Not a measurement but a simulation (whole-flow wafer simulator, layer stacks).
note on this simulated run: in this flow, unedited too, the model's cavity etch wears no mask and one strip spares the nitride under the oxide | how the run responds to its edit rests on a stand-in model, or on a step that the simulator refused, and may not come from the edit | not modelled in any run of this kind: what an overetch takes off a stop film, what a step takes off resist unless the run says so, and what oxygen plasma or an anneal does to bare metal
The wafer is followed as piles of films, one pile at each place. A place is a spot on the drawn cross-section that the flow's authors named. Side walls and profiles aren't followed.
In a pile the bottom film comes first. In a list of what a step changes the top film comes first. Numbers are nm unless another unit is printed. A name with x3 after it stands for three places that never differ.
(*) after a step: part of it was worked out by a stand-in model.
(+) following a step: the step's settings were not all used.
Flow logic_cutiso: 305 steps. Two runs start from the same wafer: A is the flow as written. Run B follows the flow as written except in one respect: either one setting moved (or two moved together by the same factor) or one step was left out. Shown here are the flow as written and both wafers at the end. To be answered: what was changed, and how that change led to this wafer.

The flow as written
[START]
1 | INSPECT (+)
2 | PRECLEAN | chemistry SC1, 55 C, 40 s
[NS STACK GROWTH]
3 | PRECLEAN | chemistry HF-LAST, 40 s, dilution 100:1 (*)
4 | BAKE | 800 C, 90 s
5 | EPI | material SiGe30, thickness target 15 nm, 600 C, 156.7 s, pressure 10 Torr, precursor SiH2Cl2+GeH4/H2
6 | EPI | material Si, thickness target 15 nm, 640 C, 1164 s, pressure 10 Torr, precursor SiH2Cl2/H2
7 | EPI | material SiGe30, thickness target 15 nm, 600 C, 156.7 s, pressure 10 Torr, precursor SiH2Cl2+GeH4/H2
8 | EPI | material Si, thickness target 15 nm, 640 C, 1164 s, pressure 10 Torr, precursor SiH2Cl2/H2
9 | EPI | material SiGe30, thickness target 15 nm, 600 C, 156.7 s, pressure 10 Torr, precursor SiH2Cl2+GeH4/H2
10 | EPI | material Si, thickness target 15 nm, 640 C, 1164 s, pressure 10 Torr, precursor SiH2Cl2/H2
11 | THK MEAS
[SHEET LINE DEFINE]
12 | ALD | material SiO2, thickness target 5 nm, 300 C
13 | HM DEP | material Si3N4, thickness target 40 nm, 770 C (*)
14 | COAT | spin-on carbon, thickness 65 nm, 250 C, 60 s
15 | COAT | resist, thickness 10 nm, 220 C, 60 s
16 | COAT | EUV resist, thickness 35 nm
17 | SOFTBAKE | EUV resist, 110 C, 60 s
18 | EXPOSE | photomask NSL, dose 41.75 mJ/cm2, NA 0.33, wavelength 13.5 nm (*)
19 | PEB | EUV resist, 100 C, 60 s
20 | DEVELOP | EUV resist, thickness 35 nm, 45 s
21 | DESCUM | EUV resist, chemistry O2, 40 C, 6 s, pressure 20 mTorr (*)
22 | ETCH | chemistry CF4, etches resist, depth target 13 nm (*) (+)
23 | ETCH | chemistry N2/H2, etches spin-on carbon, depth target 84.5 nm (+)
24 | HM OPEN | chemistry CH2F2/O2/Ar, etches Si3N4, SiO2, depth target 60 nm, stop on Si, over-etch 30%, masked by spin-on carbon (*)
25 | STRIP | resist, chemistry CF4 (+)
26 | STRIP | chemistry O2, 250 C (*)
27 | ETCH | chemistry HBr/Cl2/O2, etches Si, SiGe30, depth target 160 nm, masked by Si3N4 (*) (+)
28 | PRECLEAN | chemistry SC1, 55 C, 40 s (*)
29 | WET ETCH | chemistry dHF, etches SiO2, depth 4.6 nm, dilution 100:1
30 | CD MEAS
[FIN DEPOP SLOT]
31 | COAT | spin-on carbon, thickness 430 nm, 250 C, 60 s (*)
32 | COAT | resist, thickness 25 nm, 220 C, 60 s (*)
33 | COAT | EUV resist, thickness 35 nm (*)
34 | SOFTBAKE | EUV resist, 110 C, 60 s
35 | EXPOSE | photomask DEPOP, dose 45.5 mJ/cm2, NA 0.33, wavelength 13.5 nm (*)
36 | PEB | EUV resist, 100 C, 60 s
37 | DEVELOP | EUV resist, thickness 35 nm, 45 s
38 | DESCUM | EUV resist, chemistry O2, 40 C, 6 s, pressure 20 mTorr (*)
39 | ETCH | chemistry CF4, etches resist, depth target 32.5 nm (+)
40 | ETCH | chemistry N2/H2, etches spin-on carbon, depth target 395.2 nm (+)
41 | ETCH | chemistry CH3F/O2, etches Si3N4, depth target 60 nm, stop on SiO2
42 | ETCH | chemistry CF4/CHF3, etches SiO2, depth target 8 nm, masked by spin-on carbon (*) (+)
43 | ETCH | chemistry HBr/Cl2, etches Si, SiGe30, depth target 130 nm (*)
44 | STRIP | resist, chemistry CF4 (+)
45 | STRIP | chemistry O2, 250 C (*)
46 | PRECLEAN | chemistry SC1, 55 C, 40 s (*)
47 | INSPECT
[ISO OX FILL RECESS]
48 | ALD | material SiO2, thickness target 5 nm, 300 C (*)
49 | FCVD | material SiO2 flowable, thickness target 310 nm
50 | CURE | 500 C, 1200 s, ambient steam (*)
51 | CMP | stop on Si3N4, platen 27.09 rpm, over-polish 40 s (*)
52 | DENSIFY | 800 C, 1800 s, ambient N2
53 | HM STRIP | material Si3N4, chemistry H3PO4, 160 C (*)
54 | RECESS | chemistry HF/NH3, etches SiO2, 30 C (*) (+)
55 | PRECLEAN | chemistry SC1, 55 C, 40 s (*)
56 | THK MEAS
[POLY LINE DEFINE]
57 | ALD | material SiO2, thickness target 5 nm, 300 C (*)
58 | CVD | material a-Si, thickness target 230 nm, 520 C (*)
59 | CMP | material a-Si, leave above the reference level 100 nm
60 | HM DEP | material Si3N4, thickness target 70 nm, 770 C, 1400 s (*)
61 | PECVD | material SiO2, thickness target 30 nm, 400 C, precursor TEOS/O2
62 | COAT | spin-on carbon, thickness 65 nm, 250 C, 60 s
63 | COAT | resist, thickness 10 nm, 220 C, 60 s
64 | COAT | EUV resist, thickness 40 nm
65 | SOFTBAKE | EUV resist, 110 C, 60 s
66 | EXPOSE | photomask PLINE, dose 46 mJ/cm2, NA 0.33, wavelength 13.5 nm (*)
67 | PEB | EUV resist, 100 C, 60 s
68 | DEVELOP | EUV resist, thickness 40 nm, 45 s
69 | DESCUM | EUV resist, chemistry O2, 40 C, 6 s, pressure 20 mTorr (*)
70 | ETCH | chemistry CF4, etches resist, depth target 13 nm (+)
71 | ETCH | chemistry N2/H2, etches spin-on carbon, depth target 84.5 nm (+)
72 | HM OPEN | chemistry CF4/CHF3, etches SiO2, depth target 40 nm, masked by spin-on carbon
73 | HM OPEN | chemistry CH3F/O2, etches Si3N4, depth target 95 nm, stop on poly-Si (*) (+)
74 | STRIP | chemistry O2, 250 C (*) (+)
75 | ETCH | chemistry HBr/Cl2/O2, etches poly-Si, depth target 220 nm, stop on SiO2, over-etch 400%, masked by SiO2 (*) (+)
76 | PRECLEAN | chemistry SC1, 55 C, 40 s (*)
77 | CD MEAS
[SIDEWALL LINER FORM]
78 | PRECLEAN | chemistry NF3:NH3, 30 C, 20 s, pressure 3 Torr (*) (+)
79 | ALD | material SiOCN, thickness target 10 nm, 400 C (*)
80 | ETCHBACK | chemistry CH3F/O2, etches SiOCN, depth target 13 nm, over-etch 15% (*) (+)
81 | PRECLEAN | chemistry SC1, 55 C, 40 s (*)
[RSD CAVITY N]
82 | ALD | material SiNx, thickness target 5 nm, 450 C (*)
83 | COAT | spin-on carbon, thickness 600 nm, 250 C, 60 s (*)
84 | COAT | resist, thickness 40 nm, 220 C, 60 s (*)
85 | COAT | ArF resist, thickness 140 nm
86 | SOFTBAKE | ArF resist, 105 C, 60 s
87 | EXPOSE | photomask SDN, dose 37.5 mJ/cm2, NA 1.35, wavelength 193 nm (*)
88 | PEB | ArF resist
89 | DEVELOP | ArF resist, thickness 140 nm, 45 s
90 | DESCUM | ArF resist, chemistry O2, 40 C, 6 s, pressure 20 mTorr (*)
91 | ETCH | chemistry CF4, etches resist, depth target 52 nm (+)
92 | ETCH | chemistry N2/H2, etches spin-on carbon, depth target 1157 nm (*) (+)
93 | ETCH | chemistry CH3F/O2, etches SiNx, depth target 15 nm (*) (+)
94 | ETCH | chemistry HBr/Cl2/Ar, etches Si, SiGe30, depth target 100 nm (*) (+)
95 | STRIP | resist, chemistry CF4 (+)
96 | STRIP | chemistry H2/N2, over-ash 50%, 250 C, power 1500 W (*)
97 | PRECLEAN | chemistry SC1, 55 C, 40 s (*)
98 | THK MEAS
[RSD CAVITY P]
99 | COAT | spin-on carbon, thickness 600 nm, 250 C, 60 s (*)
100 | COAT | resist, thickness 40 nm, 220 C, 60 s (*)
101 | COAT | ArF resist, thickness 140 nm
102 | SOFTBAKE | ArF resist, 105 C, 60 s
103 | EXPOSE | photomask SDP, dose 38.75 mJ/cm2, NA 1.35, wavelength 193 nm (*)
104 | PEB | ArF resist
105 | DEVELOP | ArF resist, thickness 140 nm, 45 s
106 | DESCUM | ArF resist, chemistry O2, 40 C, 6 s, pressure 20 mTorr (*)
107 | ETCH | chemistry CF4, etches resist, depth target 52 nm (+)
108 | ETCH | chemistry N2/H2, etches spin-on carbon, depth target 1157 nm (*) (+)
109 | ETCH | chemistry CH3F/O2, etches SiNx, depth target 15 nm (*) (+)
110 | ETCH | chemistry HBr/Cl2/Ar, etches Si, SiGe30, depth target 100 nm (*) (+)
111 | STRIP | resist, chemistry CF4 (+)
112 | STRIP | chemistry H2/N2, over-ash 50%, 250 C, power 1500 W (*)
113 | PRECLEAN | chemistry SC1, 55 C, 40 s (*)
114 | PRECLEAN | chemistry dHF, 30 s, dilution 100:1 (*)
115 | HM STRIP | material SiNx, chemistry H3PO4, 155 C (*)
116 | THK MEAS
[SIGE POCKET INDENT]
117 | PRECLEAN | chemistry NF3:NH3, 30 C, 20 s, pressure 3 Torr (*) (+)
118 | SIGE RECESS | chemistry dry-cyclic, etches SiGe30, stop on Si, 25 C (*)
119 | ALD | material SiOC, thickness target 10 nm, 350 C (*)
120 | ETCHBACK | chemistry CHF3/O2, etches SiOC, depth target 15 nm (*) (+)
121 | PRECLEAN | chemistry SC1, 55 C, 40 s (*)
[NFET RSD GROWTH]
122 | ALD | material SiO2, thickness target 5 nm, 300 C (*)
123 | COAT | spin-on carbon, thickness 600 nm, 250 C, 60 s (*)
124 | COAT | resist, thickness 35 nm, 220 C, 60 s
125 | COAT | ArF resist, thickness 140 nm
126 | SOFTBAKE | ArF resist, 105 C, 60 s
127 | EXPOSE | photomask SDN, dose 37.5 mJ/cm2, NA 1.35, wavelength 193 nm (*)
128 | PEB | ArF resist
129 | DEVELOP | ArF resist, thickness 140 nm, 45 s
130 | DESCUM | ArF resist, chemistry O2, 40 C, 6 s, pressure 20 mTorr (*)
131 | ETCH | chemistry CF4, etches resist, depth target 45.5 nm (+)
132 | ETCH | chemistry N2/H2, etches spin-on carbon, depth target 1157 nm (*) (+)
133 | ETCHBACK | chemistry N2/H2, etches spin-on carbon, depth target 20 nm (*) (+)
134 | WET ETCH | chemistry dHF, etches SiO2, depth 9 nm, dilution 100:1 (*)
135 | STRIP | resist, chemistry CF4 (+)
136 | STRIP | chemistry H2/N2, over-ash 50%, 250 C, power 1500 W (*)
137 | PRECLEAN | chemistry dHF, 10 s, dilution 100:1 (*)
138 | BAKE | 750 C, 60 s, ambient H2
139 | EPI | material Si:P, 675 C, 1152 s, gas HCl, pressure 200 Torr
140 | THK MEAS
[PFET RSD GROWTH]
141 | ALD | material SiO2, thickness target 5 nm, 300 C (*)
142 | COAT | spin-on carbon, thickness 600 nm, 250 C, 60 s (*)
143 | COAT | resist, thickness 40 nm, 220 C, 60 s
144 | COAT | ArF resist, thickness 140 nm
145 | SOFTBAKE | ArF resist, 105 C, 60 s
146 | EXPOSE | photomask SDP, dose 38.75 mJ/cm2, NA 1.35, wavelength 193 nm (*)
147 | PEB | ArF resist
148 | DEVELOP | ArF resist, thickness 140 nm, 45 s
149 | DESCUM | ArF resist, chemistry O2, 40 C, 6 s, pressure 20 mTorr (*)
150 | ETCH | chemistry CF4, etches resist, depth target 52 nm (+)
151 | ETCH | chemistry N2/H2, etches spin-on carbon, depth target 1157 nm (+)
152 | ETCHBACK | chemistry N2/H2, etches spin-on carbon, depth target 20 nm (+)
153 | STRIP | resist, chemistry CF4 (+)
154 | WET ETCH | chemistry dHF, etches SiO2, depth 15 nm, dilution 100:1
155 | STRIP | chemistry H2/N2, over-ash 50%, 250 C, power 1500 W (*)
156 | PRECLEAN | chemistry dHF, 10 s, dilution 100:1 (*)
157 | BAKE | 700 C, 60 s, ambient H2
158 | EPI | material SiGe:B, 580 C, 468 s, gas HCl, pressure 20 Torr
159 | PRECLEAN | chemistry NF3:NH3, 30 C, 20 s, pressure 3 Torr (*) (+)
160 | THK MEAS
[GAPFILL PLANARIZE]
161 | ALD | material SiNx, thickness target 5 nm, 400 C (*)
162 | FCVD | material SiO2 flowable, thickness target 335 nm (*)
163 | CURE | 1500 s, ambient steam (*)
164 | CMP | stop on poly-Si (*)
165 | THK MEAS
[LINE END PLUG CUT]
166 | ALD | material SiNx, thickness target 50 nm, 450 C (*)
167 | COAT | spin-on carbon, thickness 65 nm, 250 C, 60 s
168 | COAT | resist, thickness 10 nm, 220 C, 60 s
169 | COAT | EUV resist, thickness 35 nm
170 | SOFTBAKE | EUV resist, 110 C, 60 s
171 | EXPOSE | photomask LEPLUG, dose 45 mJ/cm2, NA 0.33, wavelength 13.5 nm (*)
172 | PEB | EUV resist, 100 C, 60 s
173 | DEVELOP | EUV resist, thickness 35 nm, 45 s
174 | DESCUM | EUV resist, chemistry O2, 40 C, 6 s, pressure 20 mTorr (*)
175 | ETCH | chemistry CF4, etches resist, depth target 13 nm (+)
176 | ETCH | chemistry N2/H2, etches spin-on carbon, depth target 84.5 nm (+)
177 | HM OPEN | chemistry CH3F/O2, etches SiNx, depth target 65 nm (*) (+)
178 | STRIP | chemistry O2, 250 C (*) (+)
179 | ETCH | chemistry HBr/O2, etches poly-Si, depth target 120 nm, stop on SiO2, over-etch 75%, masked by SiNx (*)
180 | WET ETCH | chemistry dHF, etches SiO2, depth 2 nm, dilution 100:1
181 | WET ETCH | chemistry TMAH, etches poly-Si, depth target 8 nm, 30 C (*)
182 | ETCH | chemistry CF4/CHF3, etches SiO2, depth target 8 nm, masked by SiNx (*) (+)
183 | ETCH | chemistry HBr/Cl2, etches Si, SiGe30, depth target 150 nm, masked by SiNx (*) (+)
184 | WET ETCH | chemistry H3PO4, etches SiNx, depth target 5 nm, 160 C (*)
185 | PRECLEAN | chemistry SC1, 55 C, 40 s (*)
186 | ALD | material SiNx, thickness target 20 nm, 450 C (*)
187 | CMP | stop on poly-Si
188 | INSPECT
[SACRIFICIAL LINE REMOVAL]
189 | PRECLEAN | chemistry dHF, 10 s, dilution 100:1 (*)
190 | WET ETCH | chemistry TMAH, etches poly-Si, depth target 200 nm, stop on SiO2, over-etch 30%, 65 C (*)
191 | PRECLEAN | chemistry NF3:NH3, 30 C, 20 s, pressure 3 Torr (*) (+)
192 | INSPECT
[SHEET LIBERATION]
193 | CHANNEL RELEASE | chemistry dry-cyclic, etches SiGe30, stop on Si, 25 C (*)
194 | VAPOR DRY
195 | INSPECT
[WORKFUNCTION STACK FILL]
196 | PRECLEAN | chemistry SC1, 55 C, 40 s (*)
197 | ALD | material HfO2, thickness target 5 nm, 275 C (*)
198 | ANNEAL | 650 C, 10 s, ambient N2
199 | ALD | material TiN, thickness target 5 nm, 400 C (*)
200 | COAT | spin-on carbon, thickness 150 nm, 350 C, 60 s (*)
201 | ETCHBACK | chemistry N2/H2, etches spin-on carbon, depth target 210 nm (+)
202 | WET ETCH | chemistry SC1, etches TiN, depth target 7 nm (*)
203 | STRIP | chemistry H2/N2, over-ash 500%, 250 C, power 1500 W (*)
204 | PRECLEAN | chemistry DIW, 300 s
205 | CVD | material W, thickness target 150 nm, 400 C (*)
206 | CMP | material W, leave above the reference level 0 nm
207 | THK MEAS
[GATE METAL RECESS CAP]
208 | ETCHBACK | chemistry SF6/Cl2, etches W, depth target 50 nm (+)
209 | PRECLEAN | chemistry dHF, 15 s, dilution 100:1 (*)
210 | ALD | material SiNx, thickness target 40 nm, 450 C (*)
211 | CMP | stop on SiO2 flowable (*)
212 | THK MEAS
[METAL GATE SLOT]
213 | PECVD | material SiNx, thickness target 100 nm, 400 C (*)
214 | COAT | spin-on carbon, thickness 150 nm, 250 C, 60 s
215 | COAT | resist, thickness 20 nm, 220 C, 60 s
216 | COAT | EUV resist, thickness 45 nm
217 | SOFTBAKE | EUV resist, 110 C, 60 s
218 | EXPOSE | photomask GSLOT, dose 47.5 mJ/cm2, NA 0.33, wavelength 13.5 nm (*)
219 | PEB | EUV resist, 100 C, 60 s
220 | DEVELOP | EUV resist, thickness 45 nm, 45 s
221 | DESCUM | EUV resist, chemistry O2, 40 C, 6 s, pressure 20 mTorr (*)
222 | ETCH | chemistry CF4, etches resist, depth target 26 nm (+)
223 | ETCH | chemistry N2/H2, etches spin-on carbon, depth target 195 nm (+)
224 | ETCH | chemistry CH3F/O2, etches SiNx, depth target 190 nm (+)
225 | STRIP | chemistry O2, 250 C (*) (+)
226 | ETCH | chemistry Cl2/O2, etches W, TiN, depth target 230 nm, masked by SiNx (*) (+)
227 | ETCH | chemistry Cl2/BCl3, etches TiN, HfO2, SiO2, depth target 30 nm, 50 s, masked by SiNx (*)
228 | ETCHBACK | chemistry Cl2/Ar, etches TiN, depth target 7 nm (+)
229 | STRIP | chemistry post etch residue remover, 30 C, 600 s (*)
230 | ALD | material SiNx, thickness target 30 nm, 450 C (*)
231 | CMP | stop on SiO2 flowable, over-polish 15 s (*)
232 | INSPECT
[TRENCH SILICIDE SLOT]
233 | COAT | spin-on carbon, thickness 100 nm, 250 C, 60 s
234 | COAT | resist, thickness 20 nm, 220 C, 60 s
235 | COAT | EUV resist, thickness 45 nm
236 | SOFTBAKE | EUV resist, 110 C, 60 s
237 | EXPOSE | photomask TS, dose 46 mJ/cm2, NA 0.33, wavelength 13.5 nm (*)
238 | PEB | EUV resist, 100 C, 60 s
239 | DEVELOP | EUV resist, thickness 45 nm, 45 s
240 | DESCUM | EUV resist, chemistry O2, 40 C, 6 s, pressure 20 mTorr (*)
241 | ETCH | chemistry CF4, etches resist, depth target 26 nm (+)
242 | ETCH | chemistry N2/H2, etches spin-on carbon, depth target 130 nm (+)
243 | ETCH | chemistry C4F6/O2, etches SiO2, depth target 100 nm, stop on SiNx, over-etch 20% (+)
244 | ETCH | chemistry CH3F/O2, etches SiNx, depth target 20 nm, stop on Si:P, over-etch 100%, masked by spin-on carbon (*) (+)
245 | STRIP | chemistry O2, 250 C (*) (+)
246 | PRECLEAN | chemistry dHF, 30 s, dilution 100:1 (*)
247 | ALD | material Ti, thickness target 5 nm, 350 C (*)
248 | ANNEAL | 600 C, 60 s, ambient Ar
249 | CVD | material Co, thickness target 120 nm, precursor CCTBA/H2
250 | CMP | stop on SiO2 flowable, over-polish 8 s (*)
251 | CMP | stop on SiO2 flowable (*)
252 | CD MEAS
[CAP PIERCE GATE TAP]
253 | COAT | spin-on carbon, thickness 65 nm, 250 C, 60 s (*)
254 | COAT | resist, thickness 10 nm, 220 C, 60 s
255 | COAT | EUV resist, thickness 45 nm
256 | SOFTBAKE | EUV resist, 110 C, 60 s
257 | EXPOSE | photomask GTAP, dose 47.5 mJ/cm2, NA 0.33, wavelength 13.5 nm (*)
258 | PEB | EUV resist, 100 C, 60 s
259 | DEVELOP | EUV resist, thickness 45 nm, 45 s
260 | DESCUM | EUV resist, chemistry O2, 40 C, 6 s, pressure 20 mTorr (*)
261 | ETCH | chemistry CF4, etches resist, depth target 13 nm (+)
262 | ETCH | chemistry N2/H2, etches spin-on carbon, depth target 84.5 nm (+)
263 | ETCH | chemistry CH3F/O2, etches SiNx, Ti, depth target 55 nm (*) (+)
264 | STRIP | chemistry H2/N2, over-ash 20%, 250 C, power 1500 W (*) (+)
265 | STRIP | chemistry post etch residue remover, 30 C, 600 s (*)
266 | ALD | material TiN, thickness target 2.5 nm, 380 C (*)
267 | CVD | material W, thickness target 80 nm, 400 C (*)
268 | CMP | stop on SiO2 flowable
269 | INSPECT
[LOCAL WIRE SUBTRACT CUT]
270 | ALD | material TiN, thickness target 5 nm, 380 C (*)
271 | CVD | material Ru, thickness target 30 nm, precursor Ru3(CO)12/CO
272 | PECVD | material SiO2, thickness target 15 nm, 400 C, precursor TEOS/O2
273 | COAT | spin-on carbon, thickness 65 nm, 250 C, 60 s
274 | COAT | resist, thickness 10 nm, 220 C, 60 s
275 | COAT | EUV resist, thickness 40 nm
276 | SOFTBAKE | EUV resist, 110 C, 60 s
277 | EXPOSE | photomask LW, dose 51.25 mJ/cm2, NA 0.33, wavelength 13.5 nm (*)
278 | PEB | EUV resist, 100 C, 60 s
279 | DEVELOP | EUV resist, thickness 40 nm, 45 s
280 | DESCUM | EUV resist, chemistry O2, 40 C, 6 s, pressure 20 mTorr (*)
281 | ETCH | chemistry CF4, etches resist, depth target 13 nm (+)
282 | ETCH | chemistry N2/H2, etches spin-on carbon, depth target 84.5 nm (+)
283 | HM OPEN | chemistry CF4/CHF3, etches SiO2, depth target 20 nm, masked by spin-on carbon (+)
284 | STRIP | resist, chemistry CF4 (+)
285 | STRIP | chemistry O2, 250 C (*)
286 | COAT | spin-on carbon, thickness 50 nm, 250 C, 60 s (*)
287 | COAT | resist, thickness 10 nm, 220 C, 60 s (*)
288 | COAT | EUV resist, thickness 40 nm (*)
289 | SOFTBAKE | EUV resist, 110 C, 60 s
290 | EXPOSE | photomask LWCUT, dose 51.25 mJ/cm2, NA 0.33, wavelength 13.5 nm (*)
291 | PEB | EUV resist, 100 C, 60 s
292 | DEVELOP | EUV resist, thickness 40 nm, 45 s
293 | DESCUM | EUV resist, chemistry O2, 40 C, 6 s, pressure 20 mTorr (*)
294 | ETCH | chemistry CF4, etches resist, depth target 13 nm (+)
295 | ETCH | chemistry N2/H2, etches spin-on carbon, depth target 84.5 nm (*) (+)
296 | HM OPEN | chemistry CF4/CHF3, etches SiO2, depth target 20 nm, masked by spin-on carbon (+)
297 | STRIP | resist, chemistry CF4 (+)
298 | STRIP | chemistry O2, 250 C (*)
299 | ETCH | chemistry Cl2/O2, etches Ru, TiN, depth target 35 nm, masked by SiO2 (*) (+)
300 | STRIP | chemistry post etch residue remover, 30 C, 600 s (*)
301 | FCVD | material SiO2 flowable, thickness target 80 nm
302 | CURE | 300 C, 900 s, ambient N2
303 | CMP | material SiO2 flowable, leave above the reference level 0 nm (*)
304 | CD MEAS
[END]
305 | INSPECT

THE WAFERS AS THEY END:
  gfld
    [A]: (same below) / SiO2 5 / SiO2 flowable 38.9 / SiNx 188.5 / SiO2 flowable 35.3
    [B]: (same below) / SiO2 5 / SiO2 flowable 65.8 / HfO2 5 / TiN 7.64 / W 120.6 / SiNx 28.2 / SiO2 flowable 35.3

The reason: step 224, ETCH: depth target 95 nm was run, though the flow has depth target 190 nm.

Step by step, how the change led to this:
  224 | ETCH | chemistry CH3F/O2, etches SiNx, depth target 190 nm (+)
      gfld: A SiNx loses 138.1 (all of it), W loses 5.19 | B SiNx loses 95
      depop, dpovl, gl and 18 more: A resist loses 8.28 (all of it), spin-on carbon loses 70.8 | B resist loses 8.28 (all of it), spin-on carbon loses 25.5
  225 | STRIP | chemistry O2, 250 C (*) (+)
      gl, glp, gxf and 11 more: A spin-on carbon loses 79.3 (all of it) | B spin-on carbon loses 124.5 (all of it)
      depop, dpovl, isow, ns, nsgap, rsdn, rsdx: A spin-on carbon loses 79.2 (all of it) | B spin-on carbon loses 124.5 (all of it)
  226 | ETCH | chemistry Cl2/O2, etches W, TiN, depth target 230 nm, masked by SiNx (*) (+)
      depop, dpovl, gl and 18 more: A SiNx loses 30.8 | B nothing
      gfld: A W loses 115.4 (all of it), TiN loses 7.64 (all of it), HfO2 loses 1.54 | B nothing
  227 | ETCH | chemistry Cl2/BCl3, etches TiN, HfO2, SiO2, depth target 30 nm, 50 s, masked by SiNx (*)
      gfld: A HfO2 loses 3.46 (all of it), SiO2 flowable loses 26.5 | B SiNx loses 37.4
  228 | ETCHBACK | chemistry Cl2/Ar, etches TiN, depth target 7 nm (+)
      gfld: A SiO2 flowable loses 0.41 | B SiNx loses 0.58
  230 | ALD | material SiNx, thickness target 30 nm, 450 C (*)
      gfld: A SiNx gains 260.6 (new film) | B SiNx gains 126.4
  231 | CMP | stop on SiO2 flowable, over-polish 15 s (*)
      depop, dpovl, gfld and 10 more: A SiNx loses 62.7 | B SiNx loses 93.5
      lnr, lnri, lnrp, lnrt: A SiNx loses 61 (all of it), SiOCN loses 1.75 | B SiNx loses 91.7 (all of it), SiOCN loses 1.75
      (as well as at 5 more places)
Taking metal films that touch as one body, gfld has 1 body; the flow as written gives 0 bodies.
